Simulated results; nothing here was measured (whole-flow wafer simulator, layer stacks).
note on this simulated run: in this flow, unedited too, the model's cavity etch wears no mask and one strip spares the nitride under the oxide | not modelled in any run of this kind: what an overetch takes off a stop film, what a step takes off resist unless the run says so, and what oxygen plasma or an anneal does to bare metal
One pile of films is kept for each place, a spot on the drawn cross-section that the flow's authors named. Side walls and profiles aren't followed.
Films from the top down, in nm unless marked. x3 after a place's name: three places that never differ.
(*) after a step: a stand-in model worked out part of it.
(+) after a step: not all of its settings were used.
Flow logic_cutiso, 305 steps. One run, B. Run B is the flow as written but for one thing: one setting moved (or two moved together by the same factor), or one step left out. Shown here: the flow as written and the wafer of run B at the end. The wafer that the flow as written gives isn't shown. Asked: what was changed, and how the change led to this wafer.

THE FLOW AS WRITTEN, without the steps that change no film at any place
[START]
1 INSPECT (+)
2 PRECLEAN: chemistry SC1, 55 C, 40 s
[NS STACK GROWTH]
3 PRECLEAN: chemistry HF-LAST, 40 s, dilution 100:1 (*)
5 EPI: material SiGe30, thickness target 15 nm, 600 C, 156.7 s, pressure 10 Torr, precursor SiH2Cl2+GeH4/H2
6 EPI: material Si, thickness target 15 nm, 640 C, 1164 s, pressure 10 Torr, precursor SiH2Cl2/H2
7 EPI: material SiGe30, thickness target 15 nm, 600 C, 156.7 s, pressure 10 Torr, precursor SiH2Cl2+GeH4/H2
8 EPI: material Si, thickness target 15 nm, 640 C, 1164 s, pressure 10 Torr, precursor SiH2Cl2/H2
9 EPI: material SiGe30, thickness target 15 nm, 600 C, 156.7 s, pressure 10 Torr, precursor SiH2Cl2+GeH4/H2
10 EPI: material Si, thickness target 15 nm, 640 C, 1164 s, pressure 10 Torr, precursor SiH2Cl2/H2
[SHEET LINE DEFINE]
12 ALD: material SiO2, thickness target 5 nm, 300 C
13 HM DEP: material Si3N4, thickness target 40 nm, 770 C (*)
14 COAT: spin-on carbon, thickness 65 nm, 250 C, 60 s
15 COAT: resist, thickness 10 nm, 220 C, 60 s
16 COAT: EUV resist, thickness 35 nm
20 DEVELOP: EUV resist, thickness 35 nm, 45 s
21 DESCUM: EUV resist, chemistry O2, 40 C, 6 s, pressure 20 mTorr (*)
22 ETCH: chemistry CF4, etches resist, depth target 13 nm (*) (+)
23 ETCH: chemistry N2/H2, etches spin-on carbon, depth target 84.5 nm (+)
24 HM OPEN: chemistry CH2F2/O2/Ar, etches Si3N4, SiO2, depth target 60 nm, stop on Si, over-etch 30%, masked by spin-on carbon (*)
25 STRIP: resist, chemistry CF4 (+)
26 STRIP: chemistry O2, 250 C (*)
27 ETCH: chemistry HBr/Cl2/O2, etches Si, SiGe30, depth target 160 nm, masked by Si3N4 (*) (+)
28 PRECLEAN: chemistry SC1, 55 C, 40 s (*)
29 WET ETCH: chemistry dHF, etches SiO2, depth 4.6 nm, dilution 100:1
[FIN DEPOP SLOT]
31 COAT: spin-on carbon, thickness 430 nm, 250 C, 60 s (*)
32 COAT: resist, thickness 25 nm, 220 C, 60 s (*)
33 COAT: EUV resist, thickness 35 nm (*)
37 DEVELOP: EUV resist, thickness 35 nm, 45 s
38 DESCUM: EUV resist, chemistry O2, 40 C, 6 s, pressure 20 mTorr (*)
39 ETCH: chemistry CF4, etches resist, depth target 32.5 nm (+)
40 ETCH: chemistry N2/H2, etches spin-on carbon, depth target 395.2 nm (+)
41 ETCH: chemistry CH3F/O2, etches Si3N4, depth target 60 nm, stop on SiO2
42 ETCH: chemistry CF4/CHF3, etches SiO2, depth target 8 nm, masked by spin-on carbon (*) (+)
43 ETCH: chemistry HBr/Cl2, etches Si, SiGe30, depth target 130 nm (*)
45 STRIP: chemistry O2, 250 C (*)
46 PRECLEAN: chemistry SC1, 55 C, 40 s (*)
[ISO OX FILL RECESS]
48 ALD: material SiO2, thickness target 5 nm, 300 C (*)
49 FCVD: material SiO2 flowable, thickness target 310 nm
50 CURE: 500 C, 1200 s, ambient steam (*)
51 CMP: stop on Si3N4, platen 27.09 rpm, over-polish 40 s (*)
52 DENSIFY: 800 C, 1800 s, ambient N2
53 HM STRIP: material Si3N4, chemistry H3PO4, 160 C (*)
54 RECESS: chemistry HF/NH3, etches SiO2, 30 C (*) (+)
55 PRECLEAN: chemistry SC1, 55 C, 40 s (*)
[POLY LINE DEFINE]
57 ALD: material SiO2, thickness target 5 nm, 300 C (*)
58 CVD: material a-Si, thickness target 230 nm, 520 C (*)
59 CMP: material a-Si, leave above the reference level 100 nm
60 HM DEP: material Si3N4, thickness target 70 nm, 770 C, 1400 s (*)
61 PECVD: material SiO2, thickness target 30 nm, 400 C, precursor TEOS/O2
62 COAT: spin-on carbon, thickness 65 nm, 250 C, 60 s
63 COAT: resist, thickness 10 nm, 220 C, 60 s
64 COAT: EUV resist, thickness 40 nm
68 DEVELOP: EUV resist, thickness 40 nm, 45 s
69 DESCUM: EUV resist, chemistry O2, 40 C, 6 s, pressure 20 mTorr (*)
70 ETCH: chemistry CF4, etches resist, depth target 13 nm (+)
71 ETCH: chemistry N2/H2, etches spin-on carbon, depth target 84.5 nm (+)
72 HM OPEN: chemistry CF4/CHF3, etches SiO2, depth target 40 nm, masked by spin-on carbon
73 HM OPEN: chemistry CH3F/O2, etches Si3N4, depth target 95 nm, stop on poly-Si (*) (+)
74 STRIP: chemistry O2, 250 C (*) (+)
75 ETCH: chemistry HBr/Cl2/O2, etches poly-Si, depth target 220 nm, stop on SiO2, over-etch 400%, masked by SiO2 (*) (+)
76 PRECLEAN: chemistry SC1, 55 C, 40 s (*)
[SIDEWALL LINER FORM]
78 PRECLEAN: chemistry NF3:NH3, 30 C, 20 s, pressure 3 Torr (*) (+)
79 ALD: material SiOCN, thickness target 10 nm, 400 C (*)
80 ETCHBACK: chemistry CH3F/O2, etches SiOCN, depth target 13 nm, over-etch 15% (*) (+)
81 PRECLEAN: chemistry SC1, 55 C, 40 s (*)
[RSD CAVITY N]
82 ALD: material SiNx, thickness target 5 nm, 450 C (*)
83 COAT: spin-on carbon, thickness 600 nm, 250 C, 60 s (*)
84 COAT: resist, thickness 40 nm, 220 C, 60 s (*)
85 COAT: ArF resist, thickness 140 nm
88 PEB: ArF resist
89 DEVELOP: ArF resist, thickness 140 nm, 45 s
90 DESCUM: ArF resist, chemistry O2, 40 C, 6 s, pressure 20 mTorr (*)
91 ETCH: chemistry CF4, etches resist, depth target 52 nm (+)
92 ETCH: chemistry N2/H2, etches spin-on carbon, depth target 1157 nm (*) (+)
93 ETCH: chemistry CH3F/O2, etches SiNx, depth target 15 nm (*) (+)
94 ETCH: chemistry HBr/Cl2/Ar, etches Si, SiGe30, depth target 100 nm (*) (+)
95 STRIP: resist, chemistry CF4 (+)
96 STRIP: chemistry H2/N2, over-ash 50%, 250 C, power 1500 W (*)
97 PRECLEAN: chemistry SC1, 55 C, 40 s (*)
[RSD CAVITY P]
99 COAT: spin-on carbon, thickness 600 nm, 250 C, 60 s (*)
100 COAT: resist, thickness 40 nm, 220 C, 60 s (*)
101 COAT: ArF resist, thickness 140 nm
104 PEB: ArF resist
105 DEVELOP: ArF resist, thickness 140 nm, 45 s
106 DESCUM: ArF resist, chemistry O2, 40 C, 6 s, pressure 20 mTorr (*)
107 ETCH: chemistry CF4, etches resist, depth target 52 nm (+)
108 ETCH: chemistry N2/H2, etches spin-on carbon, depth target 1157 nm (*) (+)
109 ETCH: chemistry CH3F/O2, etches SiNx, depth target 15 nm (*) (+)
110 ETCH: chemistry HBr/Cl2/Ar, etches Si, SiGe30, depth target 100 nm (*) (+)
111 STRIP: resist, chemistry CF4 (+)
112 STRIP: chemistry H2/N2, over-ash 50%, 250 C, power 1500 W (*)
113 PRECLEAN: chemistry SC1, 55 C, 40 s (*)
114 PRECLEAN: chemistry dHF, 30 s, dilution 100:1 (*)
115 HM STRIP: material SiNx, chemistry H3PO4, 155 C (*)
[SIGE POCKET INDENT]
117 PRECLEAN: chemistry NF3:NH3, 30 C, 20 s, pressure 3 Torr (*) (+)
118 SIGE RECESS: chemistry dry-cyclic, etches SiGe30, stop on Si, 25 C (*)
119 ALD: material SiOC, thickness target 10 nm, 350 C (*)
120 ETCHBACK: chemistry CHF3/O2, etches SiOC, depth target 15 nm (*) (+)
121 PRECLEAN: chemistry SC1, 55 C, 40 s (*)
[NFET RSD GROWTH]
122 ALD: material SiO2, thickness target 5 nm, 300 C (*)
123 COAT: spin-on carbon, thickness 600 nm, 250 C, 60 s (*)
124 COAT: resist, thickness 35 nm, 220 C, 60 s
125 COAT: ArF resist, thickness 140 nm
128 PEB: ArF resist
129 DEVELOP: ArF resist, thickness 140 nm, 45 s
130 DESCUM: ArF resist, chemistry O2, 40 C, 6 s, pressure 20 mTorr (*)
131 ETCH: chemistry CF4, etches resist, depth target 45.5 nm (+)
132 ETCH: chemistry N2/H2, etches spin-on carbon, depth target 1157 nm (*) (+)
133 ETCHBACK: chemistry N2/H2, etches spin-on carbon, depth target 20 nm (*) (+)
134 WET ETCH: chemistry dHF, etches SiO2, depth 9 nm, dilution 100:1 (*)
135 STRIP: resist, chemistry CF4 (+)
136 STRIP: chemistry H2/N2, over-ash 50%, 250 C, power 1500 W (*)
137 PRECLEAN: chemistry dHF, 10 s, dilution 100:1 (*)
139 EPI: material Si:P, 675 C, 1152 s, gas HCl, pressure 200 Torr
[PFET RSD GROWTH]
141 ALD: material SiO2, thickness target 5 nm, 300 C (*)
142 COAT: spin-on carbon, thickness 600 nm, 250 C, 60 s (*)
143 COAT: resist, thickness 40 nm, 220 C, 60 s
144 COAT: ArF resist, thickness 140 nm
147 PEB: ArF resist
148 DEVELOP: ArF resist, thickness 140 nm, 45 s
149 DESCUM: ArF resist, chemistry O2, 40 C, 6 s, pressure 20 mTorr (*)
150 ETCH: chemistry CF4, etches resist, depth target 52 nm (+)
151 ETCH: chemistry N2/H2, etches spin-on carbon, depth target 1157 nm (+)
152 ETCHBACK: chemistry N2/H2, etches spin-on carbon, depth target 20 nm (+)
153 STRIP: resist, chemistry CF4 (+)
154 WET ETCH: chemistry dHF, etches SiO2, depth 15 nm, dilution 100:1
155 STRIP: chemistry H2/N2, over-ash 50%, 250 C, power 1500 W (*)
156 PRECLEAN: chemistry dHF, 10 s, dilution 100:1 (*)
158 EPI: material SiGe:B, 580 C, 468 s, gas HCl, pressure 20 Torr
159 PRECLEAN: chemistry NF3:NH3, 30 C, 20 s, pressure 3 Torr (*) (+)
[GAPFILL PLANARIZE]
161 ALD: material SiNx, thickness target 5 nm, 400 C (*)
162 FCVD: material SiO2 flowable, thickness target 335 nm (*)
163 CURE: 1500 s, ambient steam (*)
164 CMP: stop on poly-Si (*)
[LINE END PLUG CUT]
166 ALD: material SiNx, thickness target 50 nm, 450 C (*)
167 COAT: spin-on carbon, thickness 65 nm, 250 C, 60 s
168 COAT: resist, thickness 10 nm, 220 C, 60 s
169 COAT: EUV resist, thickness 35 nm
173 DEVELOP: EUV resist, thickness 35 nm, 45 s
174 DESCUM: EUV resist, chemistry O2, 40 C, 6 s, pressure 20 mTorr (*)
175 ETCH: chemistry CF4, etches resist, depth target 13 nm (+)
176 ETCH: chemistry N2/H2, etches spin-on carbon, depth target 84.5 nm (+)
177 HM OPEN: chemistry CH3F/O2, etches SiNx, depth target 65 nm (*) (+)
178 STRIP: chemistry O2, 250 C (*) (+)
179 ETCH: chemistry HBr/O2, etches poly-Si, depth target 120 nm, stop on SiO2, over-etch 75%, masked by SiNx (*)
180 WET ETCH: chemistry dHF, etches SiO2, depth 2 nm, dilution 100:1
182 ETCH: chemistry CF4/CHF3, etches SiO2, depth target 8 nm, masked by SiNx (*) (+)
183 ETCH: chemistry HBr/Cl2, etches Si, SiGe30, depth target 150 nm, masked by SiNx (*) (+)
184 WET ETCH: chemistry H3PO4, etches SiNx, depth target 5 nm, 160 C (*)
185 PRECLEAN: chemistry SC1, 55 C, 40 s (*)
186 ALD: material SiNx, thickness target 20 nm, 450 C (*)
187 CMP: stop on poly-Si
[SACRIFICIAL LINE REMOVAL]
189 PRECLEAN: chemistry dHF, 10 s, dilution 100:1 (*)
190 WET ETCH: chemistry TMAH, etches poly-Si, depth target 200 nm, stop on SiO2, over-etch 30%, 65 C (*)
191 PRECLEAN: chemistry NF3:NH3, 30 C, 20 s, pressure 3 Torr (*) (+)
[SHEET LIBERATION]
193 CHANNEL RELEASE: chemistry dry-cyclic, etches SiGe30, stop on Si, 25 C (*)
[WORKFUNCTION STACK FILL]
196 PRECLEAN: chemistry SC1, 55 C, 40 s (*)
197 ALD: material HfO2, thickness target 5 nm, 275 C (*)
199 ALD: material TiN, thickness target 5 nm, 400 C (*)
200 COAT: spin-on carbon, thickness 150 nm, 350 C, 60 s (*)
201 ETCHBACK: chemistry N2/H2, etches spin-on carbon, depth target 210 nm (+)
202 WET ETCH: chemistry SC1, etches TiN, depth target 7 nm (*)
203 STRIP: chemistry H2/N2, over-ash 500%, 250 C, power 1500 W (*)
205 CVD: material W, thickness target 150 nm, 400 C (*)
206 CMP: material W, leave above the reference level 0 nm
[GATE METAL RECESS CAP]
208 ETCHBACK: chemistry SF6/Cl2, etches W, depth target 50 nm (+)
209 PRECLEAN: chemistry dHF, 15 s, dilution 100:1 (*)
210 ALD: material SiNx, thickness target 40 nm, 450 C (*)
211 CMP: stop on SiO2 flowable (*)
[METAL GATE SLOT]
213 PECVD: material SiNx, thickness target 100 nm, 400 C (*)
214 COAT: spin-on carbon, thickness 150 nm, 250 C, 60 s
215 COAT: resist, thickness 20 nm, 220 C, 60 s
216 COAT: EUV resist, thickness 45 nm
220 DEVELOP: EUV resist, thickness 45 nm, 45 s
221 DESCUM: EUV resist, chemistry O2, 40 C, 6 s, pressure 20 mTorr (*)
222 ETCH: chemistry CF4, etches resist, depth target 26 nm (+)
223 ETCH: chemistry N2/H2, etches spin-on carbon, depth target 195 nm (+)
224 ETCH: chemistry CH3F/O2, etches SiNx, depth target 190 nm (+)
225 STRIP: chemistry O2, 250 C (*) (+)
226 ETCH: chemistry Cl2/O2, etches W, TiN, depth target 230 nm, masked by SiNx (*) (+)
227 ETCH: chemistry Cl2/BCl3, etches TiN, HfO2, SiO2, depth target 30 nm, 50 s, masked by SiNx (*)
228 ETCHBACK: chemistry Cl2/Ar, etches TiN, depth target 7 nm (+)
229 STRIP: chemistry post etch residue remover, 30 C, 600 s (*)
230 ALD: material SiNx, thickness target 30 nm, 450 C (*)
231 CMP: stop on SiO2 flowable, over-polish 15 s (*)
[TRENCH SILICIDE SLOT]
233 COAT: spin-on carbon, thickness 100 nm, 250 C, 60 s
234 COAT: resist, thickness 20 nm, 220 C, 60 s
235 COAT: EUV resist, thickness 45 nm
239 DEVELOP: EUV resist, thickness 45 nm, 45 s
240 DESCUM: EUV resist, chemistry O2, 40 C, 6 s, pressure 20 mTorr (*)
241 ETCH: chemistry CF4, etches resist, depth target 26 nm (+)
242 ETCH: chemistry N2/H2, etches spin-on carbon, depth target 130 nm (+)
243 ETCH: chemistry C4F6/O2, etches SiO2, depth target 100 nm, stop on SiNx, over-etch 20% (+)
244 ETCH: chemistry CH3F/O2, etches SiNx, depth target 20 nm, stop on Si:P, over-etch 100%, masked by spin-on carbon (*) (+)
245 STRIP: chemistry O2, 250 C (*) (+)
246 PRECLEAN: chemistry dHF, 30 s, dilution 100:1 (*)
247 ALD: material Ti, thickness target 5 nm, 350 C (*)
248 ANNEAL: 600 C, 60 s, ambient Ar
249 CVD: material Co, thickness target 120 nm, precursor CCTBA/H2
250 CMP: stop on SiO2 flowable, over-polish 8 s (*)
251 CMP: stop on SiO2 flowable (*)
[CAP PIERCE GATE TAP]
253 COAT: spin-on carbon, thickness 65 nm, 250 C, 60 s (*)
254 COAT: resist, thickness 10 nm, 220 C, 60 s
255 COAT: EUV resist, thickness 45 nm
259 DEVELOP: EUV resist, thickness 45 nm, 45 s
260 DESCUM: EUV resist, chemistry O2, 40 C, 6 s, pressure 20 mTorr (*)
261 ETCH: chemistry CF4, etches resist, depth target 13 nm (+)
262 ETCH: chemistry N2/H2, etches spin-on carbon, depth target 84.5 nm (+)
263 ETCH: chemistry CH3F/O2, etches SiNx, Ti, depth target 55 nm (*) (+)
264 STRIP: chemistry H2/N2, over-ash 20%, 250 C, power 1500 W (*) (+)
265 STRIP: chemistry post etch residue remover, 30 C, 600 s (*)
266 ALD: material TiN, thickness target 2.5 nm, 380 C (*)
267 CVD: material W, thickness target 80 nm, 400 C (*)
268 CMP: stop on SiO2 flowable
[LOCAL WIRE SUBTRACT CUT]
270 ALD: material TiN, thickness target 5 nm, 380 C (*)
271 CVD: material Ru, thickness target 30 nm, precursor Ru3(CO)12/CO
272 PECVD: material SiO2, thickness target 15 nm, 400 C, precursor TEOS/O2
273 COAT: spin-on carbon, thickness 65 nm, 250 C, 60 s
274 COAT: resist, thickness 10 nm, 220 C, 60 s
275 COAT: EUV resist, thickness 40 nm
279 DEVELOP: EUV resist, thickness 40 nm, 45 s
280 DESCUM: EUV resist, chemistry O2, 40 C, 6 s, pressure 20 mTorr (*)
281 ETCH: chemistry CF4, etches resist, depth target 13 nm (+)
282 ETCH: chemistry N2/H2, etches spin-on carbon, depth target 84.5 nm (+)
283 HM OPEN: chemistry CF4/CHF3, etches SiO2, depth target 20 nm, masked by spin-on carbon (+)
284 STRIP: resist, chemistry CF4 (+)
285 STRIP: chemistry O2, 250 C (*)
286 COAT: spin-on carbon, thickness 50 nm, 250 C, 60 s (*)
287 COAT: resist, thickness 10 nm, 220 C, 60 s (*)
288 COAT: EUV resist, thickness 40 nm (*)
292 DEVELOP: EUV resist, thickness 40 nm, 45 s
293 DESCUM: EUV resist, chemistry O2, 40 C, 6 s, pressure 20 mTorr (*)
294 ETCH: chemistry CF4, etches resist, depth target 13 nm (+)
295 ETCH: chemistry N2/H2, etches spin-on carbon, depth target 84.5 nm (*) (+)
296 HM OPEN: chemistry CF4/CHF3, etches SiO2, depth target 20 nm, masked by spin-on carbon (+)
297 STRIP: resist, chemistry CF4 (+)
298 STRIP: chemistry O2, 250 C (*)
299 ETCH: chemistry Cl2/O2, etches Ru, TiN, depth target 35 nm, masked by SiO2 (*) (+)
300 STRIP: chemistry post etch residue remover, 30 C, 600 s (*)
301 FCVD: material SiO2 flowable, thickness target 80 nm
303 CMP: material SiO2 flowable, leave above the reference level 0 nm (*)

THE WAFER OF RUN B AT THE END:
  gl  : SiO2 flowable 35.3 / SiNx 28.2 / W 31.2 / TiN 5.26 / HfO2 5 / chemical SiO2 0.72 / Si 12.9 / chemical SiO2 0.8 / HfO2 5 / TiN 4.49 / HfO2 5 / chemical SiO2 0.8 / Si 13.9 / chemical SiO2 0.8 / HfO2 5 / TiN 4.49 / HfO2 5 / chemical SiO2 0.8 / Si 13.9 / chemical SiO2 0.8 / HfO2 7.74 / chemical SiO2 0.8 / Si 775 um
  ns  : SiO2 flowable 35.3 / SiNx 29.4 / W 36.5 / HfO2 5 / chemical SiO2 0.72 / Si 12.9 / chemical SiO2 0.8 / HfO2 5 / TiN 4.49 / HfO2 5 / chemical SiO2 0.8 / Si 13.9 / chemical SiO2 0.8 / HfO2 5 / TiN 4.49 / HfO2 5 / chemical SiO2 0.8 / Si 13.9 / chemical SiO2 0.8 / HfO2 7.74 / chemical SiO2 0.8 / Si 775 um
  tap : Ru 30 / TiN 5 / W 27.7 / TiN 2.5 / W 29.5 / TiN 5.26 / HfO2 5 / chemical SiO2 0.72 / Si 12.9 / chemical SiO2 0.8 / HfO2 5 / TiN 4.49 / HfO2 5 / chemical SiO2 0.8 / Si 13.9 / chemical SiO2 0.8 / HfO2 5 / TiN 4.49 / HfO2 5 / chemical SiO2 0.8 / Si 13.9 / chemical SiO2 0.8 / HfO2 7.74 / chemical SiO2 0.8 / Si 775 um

The cause: step 5, EPI: 86.2 s was run, where the flow has 156.7 s.

How the change led to this, step by step:
  5 EPI: material SiGe30, thickness target 15 nm, 600 C, 156.7 s, pressure 10 Torr, precursor SiH2Cl2+GeH4/H2
      depop, dpovl, gfld and 19 more: SiGe30 +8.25 (new film) (as written it would be: SiGe30 +15 (new film))
  27 ETCH: chemistry HBr/Cl2/O2, etches Si, SiGe30, depth target 160 nm, masked by Si3N4 (*) (+)
      gfld, gxf, iso, lnri: chemical SiO2 -0.79 (all of it), Si -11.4 (all of it), SiGe30 -15 (all of it), Si -15 (all of it), SiGe30 -15 (all of it), Si -15 (all of it), SiGe30 -8.25 (all of it), Si -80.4 (as written it would be: chemical SiO2 -0.79 (all of it), Si -11.4 (all of it), SiGe30 -15 (all of it), Si -15 (all of it), SiGe30 -15 (all of it), Si -15 (all of it), SiGe30 -15 (all of it), Si -73.6)
      dpovl, nsgap: chemical SiO2 -0.79 (all of it), Si -11.8 (all of it), SiGe30 -15 (all of it), Si -15 (all of it), SiGe30 -15 (all of it), Si -15 (all of it), SiGe30 -8.25 (all of it), Si -80 (as written it would be: chemical SiO2 -0.79 (all of it), Si -11.8 (all of it), SiGe30 -15 (all of it), Si -15 (all of it), SiGe30 -15 (all of it), Si -15 (all of it), SiGe30 -15 (all of it), Si -73.2)
      (and at 1 more place)
  43 ETCH: chemistry HBr/Cl2, etches Si, SiGe30, depth target 130 nm (*)
      depop: Si -14 (all of it), SiGe30 -15 (all of it), Si -15 (all of it), SiGe30 -15 (all of it), Si -15 (all of it), SiGe30 -8.25 (all of it), Si -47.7 (as written it would be: Si -14 (all of it), SiGe30 -15 (all of it), Si -15 (all of it), SiGe30 -15 (all of it), Si -15 (all of it), SiGe30 -15 (all of it), Si -41)
  94 ETCH: chemistry HBr/Cl2/Ar, etches Si, SiGe30, depth target 100 nm (*) (+)
      rsdn, rsdx: chemical SiO2 -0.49 (all of it), Si -12.8 (all of it), SiGe30 -15 (all of it), Si -15 (all of it), SiGe30 -15 (all of it), Si -15 (all of it), SiGe30 -8.25 (all of it), Si -18.9 (as written it would be: chemical SiO2 -0.49 (all of it), Si -12.8 (all of it), SiGe30 -15 (all of it), Si -15 (all of it), SiGe30 -15 (all of it), Si -15 (all of it), SiGe30 -15 (all of it), Si -12.2)
  110 ETCH: chemistry HBr/Cl2/Ar, etches Si, SiGe30, depth target 100 nm (*) (+)
      rsdp, rsdw: chemical SiO2 -0.49 (all of it), Si -12.8 (all of it), SiGe30 -15 (all of it), Si -15 (all of it), SiGe30 -15 (all of it), Si -15 (all of it), SiGe30 -8.25 (all of it), Si -18.9 (as written it would be: chemical SiO2 -0.49 (all of it), Si -12.8 (all of it), SiGe30 -15 (all of it), Si -15 (all of it), SiGe30 -15 (all of it), Si -15 (all of it), SiGe30 -15 (all of it), Si -12.2)
  118 SIGE RECESS: chemistry dry-cyclic, etches SiGe30, stop on Si, 25 C (*)
      lnr, lnrp, lnrt: SiOCN -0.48, Si -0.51, cavity +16 (new film), SiGe30 -15 (all of it), Si -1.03, cavity +16 (new film), SiGe30 -15 (all of it), Si -1.03, cavity +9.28 (new film), SiGe30 -8.25 (all of it), Si -0.51 (as written it would be: SiOCN -0.48, Si -0.51, cavity +16 (new film), SiGe30 -15 (all of it), Si -1.03, cavity +16 (new film), SiGe30 -15 (all of it), Si -1.03, cavity +16 (new film), SiGe30 -15 (all of it), Si -0.51)
  119 ALD: material SiOC, thickness target 10 nm, 350 C (*)
      lnr, lnrp, lnrt: SiOC +10 (new film), SiOC +16 (new film), cavity -16 (all of it), SiOC +16 (new film), cavity -16 (all of it), SiOC +9.28 (new film), cavity -9.28 (all of it) (as written it would be: SiOC +10 (new film), SiOC +16 (new film), cavity -16 (all of it), SiOC +16 (new film), cavity -16 (all of it), SiOC +16 (new film), cavity -16 (all of it))
  183 ETCH: chemistry HBr/Cl2, etches Si, SiGe30, depth target 150 nm, masked by SiNx (*) (+)
      plug: Si -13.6 (all of it), SiGe30 -15 (all of it), Si -15 (all of it), SiGe30 -15 (all of it), Si -15 (all of it), SiGe30 -8.25 (all of it), Si -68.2 (as written it would be: Si -13.6 (all of it), SiGe30 -15 (all of it), Si -15 (all of it), SiGe30 -15 (all of it), Si -15 (all of it), SiGe30 -15 (all of it), Si -61.4)
  193 CHANNEL RELEASE: chemistry dry-cyclic, etches SiGe30, stop on Si, 25 C (*)
      gl, glp, gxn, gxp, ns, tap: chemical SiO2 +0.8 (new film), Si -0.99, chemical SiO2 +0.8 (new film), cavity +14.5 (new film), chemical SiO2 +0.8 (new film), SiGe30 -15 (all of it), Si -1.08, chemical SiO2 +0.8 (new film), cavity +14.5 (new film), chemical SiO2 +0.8 (new film), SiGe30 -15 (all of it), Si -1.08, chemical SiO2 +0.8 (new film), cavity +7.74 (new film), chemical SiO2 +0.8 (new film), SiGe30 -8.25 (all of it), Si -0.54 (as written it would be: chemical SiO2 +0.8 (new film), Si -0.99, chemical SiO2 +0.8 (new film), cavity +14.5 (new film), chemical SiO2 +0.8 (new film), SiGe30 -15 (all of it), Si -1.08, chemical SiO2 +0.8 (new film), cavity +14.5 (new film), chemical SiO2 +0.8 (new film), SiGe30 -15 (all of it), Si -1.08, chemical SiO2 +0.8 (new film), cavity +14.5 (new film), chemical SiO2 +0.8 (new film), SiGe30 -15 (all of it), Si -0.54)
  197 ALD: material HfO2, thickness target 5 nm, 275 C (*)
      gl, glp, gxn, gxp, ns, tap: HfO2 +5 (new film), HfO2 +5 (new film), cavity -10, HfO2 +5 (new film), HfO2 +5 (new film), cavity -10, HfO2 +5 (new film), HfO2 +7.74 (new film), cavity -7.74 (all of it) (as written it would be: HfO2 +5 (new film), HfO2 +5 (new film), cavity -10, HfO2 +5 (new film), HfO2 +5 (new film), cavity -10, HfO2 +5 (new film), HfO2 +5 (new film), cavity -10, HfO2 +5 (new film))
  199 ALD: material TiN, thickness target 5 nm, 400 C (*)
      gl, glp, tap: TiN +5.26 (new film), TiN +4.49 (new film), cavity -4.49 (all of it), TiN +4.49 (new film), cavity -4.49 (all of it) (as written it would be: TiN +5.26 (new film), TiN +4.49 (new film), cavity -4.49 (all of it), TiN +4.49 (new film), cavity -4.49 (all of it), TiN +4.49 (new film), cavity -4.49 (all of it))
      gxn, gxp, ns: TiN +5 (new film), TiN +4.49 (new film), cavity -4.49 (all of it), TiN +4.49 (new film), cavity -4.49 (all of it) (as written it would be: TiN +5 (new film), TiN +4.49 (new film), cavity -4.49 (all of it), TiN +4.49 (new film), cavity -4.49 (all of it), TiN +4.49 (new film), cavity -4.49 (all of it))
Counting metal films that touch as one body, gl has 3 bodies (between them, from the top down: HfO2 5 / chemical SiO2 0.72 / Si 12.9 / chemical SiO2 0.8 / HfO2 5; HfO2 5 / chemical SiO2 0.8 / Si 13.9 / chemical SiO2 0.8 / HfO2 5); the flow as written gives 4 bodies (between them, from the top down: HfO2 5 / chemical SiO2 0.72 / Si 12.9 / chemical SiO2 0.8 / HfO2 5; HfO2 5 / chemical SiO2 0.8 / Si 13.9 / chemical SiO2 0.8 / HfO2 5; HfO2 5 / chemical SiO2 0.8 / Si 13.9 / chemical SiO2 0.8 / HfO2 5).
Counting metal films that touch as one body, ns has 3 bodies (between them, from the top down: HfO2 5 / chemical SiO2 0.72 / Si 12.9 / chemical SiO2 0.8 / HfO2 5; HfO2 5 / chemical SiO2 0.8 / Si 13.9 / chemical SiO2 0.8 / HfO2 5); the flow as written gives 4 bodies (between them, from the top down: HfO2 5 / chemical SiO2 0.72 / Si 12.9 / chemical SiO2 0.8 / HfO2 5; HfO2 5 / chemical SiO2 0.8 / Si 13.9 / chemical SiO2 0.8 / HfO2 5; HfO2 5 / chemical SiO2 0.8 / Si 13.9 / chemical SiO2 0.8 / HfO2 5).
Counting metal films that touch as one body, tap has 3 bodies (between them, from the top down: HfO2 5 / chemical SiO2 0.72 / Si 12.9 / chemical SiO2 0.8 / HfO2 5; HfO2 5 / chemical SiO2 0.8 / Si 13.9 / chemical SiO2 0.8 / HfO2 5); the flow as written gives 4 bodies (between them, from the top down: HfO2 5 / chemical SiO2 0.72 / Si 12.9 / chemical SiO2 0.8 / HfO2 5; HfO2 5 / chemical SiO2 0.8 / Si 13.9 / chemical SiO2 0.8 / HfO2 5; HfO2 5 / chemical SiO2 0.8 / Si 13.9 / chemical SiO2 0.8 / HfO2 5).
